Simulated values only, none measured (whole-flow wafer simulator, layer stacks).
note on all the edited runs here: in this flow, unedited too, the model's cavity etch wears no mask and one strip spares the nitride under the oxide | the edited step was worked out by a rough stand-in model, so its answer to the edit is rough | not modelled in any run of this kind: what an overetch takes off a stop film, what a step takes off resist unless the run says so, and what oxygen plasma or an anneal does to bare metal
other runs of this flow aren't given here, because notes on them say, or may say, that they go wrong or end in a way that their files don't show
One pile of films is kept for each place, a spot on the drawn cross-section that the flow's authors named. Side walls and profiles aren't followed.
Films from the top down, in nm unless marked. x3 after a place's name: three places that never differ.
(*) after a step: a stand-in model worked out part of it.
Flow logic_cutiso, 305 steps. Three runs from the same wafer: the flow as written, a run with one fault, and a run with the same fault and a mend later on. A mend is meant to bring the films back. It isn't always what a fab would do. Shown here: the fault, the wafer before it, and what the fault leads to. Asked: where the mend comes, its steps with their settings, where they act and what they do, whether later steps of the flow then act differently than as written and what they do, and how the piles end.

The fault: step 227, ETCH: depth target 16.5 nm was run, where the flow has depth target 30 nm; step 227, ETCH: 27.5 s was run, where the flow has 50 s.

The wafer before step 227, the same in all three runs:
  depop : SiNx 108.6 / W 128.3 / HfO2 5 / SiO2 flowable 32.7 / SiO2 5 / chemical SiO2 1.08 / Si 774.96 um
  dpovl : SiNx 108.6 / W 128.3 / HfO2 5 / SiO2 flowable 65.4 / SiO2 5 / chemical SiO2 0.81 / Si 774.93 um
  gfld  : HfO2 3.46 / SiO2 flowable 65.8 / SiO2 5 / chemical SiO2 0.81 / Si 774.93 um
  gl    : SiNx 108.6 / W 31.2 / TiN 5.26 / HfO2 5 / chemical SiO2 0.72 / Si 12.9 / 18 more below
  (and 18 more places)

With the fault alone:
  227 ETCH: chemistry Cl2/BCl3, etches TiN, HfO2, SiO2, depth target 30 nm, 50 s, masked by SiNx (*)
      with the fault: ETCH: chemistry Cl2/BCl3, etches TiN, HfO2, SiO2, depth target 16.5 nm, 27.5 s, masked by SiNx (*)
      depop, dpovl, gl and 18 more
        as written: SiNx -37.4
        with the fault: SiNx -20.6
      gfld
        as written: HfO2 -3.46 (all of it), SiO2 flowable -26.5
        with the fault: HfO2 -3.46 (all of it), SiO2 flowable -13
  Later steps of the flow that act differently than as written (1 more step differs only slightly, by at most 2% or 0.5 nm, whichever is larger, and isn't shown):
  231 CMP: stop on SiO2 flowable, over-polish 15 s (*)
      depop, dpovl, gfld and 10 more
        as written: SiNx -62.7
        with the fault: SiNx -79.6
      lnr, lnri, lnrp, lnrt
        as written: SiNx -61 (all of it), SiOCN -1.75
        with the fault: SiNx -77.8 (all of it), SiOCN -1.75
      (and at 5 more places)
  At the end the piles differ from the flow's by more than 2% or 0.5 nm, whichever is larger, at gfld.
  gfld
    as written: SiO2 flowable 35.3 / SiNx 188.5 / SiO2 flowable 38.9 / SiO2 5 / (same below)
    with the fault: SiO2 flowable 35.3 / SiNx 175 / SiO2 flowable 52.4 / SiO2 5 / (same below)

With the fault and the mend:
  The mend comes after step 227.
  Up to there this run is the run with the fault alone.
  227a ETCH: chemistry Cl2/BCl3, etches TiN, HfO2, SiO2, depth target 13.5 nm, 22.5 s, masked by SiNx (*) (the flow's step 227 once more, with other settings)
      depop, dpovl, gl and 18 more
        SiNx -16.8
      gfld
        SiO2 flowable -13.5
  No later step of the flow acts differently than as written at any place that is followed.
  At the end the piles are the same as the flow's at every place that both follow.
